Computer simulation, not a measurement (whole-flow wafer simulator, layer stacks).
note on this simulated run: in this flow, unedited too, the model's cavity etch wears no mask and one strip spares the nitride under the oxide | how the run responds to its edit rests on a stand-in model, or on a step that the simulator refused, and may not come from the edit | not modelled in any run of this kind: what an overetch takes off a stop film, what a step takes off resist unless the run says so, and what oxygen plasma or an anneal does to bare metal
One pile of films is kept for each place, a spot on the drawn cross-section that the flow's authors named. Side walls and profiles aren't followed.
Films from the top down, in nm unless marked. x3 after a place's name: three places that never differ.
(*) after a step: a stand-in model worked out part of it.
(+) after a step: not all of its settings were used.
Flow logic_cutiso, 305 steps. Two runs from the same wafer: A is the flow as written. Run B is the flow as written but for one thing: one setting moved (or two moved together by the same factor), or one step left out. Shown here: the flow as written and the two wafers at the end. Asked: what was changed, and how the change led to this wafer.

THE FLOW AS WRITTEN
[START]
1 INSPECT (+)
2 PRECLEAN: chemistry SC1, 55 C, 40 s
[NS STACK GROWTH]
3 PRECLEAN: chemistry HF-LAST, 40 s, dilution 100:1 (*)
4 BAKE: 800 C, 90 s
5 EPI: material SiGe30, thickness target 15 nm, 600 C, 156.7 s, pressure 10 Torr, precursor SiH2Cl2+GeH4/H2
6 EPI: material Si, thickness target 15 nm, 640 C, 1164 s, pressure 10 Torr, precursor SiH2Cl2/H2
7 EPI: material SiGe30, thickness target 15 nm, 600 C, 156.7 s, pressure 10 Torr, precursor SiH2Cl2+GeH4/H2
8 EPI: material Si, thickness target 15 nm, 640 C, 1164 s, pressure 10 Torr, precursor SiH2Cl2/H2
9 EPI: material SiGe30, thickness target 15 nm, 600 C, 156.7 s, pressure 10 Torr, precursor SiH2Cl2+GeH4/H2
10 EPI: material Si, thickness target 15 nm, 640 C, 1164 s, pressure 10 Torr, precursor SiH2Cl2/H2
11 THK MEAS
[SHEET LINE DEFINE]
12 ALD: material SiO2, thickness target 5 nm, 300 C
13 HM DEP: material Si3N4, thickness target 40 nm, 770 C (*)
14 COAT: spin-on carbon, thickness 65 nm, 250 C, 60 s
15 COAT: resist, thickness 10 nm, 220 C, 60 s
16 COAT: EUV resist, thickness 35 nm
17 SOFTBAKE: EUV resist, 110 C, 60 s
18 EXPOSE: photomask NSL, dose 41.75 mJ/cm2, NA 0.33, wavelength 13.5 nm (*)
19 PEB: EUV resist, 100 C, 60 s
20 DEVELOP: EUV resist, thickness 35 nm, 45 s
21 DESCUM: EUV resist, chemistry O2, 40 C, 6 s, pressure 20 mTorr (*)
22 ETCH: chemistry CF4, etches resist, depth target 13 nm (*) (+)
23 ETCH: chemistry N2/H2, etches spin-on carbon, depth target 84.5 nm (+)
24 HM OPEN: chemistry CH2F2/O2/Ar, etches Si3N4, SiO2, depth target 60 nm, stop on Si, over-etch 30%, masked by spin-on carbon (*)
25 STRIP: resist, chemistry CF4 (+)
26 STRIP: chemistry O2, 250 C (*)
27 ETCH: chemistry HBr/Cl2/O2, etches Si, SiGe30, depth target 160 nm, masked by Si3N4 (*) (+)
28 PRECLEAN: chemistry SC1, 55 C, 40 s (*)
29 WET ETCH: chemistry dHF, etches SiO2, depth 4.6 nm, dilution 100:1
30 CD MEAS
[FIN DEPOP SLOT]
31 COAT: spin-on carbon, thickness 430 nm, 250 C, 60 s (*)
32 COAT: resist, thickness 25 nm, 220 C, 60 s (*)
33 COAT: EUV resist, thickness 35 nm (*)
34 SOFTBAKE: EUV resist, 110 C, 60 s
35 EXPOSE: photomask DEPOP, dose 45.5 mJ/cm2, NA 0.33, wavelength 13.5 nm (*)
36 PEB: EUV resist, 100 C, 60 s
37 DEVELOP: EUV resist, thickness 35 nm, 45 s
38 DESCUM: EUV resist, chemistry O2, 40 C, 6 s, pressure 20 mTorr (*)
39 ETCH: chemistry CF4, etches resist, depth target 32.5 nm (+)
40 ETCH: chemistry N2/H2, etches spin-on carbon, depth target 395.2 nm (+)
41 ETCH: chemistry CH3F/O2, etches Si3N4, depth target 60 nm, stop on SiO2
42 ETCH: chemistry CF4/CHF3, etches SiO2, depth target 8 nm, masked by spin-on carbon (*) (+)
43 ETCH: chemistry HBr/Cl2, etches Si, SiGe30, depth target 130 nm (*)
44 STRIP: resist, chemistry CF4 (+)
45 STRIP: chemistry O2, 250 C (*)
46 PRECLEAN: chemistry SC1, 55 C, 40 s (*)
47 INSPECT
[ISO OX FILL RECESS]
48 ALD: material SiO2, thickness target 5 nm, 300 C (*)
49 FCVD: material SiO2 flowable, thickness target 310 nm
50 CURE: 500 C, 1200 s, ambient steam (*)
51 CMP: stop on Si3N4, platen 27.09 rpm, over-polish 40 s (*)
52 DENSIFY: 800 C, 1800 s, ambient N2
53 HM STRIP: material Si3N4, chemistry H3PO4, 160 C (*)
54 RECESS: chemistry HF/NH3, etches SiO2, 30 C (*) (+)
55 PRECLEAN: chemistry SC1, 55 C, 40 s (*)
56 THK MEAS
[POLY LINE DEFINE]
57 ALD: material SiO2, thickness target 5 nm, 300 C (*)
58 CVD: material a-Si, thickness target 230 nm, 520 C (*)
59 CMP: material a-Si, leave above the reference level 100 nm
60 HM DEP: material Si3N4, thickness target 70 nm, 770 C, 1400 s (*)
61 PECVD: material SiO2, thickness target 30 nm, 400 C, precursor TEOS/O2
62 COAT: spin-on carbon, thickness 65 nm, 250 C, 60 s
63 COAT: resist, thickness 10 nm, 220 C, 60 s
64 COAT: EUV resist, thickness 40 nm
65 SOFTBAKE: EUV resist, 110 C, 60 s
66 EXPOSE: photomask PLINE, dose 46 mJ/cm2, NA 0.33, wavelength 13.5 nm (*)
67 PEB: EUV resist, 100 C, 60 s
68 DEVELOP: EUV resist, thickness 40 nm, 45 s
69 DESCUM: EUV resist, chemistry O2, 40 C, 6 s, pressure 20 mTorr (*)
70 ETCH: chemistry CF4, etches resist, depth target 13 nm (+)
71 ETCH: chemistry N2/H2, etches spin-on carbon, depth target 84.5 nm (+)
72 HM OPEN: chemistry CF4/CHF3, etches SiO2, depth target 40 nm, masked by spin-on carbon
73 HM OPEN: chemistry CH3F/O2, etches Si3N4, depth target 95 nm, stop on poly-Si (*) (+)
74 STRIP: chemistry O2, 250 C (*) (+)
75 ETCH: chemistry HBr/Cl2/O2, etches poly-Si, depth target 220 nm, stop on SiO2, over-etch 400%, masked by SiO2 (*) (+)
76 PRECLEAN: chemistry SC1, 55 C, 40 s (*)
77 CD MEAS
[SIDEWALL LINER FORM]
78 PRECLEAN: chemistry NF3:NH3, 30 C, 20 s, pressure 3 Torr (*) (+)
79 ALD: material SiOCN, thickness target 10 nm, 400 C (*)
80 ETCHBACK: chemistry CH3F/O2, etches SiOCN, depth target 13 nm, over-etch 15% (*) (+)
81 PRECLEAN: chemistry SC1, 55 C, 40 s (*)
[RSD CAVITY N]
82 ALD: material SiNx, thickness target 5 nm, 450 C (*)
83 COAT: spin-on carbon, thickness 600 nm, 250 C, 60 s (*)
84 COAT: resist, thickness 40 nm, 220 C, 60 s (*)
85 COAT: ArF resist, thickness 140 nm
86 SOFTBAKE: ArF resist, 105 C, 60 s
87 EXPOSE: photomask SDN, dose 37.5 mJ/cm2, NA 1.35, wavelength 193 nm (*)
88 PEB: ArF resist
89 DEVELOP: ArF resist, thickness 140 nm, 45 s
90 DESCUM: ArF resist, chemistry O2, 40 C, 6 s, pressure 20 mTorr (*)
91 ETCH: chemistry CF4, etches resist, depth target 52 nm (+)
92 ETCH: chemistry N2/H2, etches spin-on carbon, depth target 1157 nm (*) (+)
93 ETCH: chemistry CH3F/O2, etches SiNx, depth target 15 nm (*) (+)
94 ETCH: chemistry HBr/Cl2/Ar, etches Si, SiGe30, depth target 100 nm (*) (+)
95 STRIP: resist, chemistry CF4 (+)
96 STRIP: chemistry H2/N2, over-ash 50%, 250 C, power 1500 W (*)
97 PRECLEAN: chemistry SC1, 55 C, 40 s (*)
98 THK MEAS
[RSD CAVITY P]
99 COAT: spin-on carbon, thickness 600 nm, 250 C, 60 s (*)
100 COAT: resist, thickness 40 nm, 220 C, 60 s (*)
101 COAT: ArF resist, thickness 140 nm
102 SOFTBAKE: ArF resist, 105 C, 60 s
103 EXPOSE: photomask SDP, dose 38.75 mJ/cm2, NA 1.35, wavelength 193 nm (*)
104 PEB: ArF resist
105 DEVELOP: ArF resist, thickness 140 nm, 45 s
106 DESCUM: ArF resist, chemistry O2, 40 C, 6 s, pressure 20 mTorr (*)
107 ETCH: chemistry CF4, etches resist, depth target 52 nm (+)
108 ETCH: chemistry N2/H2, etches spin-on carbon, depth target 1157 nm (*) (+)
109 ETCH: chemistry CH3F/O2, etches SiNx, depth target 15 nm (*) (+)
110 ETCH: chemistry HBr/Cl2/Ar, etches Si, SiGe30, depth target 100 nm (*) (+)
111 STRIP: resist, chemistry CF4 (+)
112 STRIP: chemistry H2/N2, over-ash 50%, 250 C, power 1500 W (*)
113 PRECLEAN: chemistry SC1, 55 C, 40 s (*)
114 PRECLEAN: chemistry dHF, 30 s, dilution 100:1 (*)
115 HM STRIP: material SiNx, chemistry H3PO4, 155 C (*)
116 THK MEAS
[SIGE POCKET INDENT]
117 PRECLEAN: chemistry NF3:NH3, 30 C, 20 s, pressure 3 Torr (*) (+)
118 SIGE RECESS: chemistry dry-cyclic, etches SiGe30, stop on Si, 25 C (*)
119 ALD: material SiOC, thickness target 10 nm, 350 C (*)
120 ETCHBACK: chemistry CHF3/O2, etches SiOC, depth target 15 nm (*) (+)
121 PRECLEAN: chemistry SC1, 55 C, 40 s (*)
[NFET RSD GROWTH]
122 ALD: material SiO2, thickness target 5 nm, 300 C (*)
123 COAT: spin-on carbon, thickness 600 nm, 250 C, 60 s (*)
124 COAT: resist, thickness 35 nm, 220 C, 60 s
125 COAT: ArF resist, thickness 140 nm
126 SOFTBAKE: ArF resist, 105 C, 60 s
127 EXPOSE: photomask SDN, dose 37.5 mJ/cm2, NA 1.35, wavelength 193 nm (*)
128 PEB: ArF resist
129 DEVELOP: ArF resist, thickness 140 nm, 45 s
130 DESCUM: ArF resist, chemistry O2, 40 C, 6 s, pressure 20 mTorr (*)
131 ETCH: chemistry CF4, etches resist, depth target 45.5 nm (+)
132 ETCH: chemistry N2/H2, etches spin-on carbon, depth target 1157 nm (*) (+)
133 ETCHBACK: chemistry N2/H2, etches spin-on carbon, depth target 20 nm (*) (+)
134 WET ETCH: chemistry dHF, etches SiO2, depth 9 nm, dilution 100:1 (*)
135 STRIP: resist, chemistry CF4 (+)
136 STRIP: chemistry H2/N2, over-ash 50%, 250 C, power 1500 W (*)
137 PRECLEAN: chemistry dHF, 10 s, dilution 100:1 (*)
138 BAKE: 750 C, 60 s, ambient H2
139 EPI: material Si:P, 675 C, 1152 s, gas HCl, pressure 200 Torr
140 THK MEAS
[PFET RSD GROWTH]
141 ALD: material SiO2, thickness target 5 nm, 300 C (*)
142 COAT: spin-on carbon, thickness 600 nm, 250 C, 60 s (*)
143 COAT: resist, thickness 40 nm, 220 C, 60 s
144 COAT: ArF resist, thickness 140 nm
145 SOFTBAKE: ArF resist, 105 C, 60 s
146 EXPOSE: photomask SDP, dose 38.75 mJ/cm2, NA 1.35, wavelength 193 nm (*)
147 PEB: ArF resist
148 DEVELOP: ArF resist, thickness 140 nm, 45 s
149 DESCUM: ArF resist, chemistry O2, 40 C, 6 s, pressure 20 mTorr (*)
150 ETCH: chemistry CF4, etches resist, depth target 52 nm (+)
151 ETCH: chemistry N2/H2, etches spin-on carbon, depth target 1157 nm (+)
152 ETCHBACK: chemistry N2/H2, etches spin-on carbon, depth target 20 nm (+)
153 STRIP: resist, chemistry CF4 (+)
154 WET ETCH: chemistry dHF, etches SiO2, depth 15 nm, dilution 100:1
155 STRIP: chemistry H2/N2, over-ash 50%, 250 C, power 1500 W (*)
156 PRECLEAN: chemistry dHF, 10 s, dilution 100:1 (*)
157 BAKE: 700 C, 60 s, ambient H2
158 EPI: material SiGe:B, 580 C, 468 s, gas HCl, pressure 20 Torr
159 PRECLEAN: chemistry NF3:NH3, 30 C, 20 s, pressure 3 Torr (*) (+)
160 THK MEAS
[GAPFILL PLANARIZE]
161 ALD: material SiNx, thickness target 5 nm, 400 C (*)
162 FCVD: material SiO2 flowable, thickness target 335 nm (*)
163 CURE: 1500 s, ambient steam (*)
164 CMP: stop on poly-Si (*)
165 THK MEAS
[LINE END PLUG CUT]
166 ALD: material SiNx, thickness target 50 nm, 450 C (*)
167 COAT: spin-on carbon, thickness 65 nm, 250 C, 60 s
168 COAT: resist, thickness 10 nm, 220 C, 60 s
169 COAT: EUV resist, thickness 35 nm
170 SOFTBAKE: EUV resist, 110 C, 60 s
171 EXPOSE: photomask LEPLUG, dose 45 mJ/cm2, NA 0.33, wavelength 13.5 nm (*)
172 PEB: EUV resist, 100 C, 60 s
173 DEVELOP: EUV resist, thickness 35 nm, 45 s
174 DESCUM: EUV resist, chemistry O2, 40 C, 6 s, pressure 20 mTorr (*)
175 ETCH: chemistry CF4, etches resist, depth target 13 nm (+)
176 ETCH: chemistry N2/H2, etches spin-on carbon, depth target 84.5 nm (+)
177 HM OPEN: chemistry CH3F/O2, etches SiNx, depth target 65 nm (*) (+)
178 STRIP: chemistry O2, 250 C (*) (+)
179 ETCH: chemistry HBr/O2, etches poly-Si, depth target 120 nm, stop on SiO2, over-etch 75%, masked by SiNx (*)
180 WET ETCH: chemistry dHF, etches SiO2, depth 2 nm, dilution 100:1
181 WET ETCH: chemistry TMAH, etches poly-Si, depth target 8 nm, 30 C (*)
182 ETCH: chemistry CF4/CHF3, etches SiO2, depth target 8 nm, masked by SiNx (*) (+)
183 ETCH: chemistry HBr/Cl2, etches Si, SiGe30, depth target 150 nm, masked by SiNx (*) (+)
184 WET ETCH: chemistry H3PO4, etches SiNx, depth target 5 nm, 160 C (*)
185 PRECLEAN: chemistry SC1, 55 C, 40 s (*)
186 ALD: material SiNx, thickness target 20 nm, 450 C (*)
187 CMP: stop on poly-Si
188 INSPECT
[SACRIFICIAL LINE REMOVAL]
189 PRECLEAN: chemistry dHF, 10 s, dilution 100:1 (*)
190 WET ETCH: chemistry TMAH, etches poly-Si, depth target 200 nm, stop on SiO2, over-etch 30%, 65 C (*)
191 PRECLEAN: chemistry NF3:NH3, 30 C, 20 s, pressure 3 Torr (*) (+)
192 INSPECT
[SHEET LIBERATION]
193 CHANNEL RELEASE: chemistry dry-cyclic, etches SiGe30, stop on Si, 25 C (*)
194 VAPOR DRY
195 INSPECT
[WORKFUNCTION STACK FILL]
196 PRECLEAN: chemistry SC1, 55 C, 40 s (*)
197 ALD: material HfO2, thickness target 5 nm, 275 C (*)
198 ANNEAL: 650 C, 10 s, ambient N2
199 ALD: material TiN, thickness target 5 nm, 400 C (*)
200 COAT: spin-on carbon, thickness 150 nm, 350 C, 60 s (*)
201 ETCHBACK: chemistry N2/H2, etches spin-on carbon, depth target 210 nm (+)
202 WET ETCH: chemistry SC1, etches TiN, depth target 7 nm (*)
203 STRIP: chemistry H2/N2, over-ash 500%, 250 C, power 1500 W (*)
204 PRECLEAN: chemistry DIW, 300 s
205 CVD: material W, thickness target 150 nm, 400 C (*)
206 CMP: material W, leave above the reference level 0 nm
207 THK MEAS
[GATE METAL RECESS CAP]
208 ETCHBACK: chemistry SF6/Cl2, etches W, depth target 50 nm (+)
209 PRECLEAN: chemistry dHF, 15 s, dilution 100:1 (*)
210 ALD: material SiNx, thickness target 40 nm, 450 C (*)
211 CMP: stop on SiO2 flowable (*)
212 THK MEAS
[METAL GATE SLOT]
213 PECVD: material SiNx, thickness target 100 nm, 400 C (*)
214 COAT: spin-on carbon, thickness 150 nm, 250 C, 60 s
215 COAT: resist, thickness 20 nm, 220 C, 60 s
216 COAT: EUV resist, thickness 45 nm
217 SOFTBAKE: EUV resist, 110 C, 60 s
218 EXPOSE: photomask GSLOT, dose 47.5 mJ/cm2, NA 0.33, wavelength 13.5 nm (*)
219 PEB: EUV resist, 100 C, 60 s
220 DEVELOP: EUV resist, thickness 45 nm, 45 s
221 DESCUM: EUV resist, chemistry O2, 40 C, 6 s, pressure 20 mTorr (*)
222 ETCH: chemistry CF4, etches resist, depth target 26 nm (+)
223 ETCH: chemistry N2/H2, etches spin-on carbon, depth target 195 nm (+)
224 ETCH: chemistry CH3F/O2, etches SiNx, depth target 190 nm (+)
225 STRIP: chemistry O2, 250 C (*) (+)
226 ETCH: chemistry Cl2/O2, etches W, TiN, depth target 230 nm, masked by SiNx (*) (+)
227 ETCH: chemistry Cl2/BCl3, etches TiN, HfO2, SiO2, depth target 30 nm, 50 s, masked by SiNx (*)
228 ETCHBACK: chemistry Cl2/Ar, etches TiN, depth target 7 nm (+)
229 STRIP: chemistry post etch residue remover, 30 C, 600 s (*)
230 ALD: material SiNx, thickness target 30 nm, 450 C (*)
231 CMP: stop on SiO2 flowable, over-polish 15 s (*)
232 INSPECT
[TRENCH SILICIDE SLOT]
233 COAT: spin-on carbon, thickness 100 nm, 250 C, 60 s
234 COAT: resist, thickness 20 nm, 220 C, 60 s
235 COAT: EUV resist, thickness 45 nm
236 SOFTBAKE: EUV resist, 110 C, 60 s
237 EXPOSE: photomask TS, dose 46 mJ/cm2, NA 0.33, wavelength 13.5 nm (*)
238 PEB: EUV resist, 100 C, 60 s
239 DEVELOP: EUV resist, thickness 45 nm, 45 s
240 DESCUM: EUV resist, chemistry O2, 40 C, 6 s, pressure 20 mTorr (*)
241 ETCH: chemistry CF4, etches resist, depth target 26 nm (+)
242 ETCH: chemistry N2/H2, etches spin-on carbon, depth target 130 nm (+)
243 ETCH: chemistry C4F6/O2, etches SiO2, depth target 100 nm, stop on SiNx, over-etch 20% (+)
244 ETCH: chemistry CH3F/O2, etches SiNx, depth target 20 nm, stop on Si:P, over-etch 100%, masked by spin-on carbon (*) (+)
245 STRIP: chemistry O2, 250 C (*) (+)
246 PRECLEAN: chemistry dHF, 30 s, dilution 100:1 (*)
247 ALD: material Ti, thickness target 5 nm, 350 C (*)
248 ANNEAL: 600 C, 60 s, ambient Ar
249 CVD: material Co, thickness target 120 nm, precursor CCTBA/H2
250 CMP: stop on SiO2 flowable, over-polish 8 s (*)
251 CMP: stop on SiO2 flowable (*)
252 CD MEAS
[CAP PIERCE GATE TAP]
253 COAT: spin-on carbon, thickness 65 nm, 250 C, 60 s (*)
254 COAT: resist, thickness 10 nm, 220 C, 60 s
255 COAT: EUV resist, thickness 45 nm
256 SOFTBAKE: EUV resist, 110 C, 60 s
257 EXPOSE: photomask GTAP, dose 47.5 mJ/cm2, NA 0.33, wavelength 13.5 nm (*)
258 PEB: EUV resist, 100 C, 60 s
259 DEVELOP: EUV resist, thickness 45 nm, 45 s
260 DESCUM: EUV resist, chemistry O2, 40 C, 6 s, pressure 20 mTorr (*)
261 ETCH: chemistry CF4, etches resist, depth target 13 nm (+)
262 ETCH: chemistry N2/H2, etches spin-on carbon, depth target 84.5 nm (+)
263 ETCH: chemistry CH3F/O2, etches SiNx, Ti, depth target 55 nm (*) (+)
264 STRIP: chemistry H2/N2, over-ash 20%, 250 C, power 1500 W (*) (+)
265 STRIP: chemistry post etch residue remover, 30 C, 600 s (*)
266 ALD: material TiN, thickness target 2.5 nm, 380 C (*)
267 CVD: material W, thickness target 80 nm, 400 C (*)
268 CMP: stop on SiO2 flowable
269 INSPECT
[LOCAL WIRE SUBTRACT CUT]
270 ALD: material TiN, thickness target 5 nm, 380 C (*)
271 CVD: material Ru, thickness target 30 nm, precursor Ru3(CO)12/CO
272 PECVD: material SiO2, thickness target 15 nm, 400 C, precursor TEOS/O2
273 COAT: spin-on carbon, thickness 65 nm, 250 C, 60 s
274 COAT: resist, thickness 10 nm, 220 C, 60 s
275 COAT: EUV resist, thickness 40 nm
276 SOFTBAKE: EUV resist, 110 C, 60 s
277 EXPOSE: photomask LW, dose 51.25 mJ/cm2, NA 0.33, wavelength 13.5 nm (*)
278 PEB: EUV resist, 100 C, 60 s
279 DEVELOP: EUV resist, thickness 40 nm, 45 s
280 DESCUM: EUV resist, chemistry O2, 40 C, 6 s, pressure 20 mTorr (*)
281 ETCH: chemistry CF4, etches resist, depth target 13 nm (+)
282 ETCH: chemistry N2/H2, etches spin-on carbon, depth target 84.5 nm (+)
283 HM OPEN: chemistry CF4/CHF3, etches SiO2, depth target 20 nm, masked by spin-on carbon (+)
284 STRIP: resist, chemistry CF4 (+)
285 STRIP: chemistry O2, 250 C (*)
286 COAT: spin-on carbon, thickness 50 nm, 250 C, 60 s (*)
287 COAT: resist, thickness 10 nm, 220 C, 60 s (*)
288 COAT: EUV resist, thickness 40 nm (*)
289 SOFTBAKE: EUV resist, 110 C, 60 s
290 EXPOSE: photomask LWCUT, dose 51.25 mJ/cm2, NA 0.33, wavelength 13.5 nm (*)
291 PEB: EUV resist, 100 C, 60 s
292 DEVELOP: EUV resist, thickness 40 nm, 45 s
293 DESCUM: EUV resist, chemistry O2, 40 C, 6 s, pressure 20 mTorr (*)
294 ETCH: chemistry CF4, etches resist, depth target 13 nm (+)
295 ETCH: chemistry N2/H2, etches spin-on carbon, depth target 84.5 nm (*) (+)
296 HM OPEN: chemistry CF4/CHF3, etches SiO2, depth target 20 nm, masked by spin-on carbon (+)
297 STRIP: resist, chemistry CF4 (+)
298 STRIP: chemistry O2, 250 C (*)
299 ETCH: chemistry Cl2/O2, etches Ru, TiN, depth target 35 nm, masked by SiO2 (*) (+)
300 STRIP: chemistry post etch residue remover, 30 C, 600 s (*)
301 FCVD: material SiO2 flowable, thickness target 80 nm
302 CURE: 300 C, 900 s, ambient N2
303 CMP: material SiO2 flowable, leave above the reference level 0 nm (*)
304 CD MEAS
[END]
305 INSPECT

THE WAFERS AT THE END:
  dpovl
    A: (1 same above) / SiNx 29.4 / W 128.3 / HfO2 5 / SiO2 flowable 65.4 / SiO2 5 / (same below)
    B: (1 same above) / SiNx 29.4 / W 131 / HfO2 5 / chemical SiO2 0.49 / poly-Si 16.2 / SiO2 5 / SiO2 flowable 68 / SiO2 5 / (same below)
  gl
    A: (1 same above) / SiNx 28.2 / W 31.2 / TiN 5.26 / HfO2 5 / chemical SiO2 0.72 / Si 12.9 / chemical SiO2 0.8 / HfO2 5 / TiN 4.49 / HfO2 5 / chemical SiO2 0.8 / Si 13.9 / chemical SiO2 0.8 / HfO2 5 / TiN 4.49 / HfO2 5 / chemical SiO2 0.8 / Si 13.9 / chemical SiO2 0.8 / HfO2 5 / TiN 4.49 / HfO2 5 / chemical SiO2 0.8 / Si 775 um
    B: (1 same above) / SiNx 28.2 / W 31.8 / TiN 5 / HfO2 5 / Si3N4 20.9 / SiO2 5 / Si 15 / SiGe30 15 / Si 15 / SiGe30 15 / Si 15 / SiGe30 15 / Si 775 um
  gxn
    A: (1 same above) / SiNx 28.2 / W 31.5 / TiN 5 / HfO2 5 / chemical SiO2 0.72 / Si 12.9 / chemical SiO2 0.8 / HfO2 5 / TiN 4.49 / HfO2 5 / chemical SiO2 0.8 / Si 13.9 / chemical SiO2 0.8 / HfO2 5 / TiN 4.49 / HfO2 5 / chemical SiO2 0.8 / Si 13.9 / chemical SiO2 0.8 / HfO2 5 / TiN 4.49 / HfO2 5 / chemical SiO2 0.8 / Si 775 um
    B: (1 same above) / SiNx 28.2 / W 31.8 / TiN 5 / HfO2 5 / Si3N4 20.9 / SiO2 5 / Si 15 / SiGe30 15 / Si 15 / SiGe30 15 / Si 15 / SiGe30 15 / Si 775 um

The cause: step 53, HM STRIP: material Si3N4, chemistry H3PO4, 160 C (*), was left out.

How the change led to this, step by step:
  54 RECESS: chemistry HF/NH3, etches SiO2, 30 C (*) (+)
      gl, glp, gxn and 11 more: A SiO2 -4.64 (all of it) | B nothing
  55 PRECLEAN: chemistry SC1, 55 C, 40 s (*)
      gl, glp, gxn and 11 more: A chemical SiO2 +0.49 (new film), Si -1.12 | B nothing
  58 CVD: material a-Si, thickness target 230 nm, 520 C (*)
      depop, dpovl, isow, nsgap: A a-Si +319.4 (new film) | B a-Si +346.5 (new film)
      gfld, gxf, iso, lnri: A a-Si +299.4 (new film) | B a-Si +346.5 (new film)
  59 CMP: material a-Si, leave above the reference level 100 nm
      gfld, gxf, iso, lnri: A a-Si -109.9 | B a-Si -130
  60 HM DEP: material Si3N4, thickness target 70 nm, 770 C, 1400 s (*)
      depop, dpovl, gfld, gxf, iso, isow, lnri, nsgap: A Si3N4 +70 (new film), poly-Si +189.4 (new film), a-Si -189.4 (all of it) | B Si3N4 +70 (new film), poly-Si +216.5 (new film), a-Si -216.5 (all of it)
  75 ETCH: chemistry HBr/Cl2/O2, etches poly-Si, depth target 220 nm, stop on SiO2, over-etch 400%, masked by SiO2 (*) (+)
      depop, dpovl, gfld and 10 more: A SiO2 -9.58 | B SiO2 -10.3
      iso, lnri: A chemical SiO2 -0.79 (all of it), poly-Si -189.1 (all of it), SiO2 -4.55 | B chemical SiO2 -0.79 (all of it), poly-Si -216.1 (all of it), SiO2 -4.42
  78 PRECLEAN: chemistry NF3:NH3, 30 C, 20 s, pressure 3 Torr (*) (+)
      lnr, lnrp, lnrt, rsdn, rsdp, rsdw, rsdx: A chemical SiO2 -0.52 (all of it) | B Si3N4 -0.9
  80 ETCHBACK: chemistry CH3F/O2, etches SiOCN, depth target 13 nm, over-etch 15% (*) (+)
      rsdn, rsdp, rsdw, rsdx: A SiOCN -10 (all of it), Si -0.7 | B SiOCN -10 (all of it), Si3N4 -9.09
      lnri: A SiOCN +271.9 | B SiOCN +298.1
  83 COAT: spin-on carbon, thickness 600 nm, 250 C, 60 s (*)
      iso: A spin-on carbon +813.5 (new film) | B spin-on carbon +835.5 (new film)
  93 ETCH: chemistry CH3F/O2, etches SiNx, depth target 15 nm (*) (+)
      rsdn, rsdx: A SiNx -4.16 (all of it) | B SiNx -4.28 (all of it), Si3N4 -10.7
      depop, dpovl, gfld and 12 more: A resist -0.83 | B resist -3
      (and at 5 more places)
  94 ETCH: chemistry HBr/Cl2/Ar, etches Si, SiGe30, depth target 100 nm (*) (+)
      rsdn, rsdx: A chemical SiO2 -0.49 (all of it), Si -12.8 (all of it), SiGe30 -15 (all of it), Si -15 (all of it), SiGe30 -15 (all of it), Si -15 (all of it), SiGe30 -15 (all of it), Si -12.2 | B nothing
  95 STRIP: resist, chemistry CF4 (+)
      gl, gxn, tap: A nothing | B SiO2 -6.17
      rsdn, rsdx: A nothing | B Si3N4 -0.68 (all of it)
      (and at 17 more places)
  96 STRIP: chemistry H2/N2, over-ash 50%, 250 C, power 1500 W (*)
      iso: A spin-on carbon -813.5 (all of it) | B spin-on carbon -835.5 (all of it)
  99 COAT: spin-on carbon, thickness 600 nm, 250 C, 60 s (*)
      gl, gxn: A spin-on carbon +514.9 (new film) | B spin-on carbon +530.6 (new film)
      rsdp, rsdw: A spin-on carbon +697.7 (new film) | B spin-on carbon +714.5 (new film)
      (and at 6 more places)
  108 ETCH: chemistry N2/H2, etches spin-on carbon, depth target 1157 nm (*) (+)
      rsdp, rsdw: A spin-on carbon -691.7 (all of it), SiNx -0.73 | B spin-on carbon -708.5 (all of it), SiNx -0.69
  109 ETCH: chemistry CH3F/O2, etches SiNx, depth target 15 nm (*) (+)
      rsdp, rsdw: A SiNx -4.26 (all of it) | B SiNx -4.31 (all of it), Si3N4 -10.7
      depop, dpovl, gfld and 14 more: A resist -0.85 | B resist -3
      (and at 3 more places)
  ... 43 more steps ...
  249 CVD: material Co, thickness target 120 nm, precursor CCTBA/H2
      rsdp, rsdw: A Co +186 (new film) | B Co +212 (new film)
      rsdn: A Co +187.9 (new film) | B Co +213.9 (new film)
Counting metal films that touch as one body, gl has 1 body; the flow as written gives 4 bodies (between them, from the top down: HfO2 5 / chemical SiO2 0.72 / Si 12.9 / chemical SiO2 0.8 / HfO2 5; HfO2 5 / chemical SiO2 0.8 / Si 13.9 / chemical SiO2 0.8 / HfO2 5; HfO2 5 / chemical SiO2 0.8 / Si 13.9 / chemical SiO2 0.8 / HfO2 5).
Counting metal films that touch as one body, gxn has 1 body; the flow as written gives 4 bodies (between them, from the top down: HfO2 5 / chemical SiO2 0.72 / Si 12.9 / chemical SiO2 0.8 / HfO2 5; HfO2 5 / chemical SiO2 0.8 / Si 13.9 / chemical SiO2 0.8 / HfO2 5; HfO2 5 / chemical SiO2 0.8 / Si 13.9 / chemical SiO2 0.8 / HfO2 5).
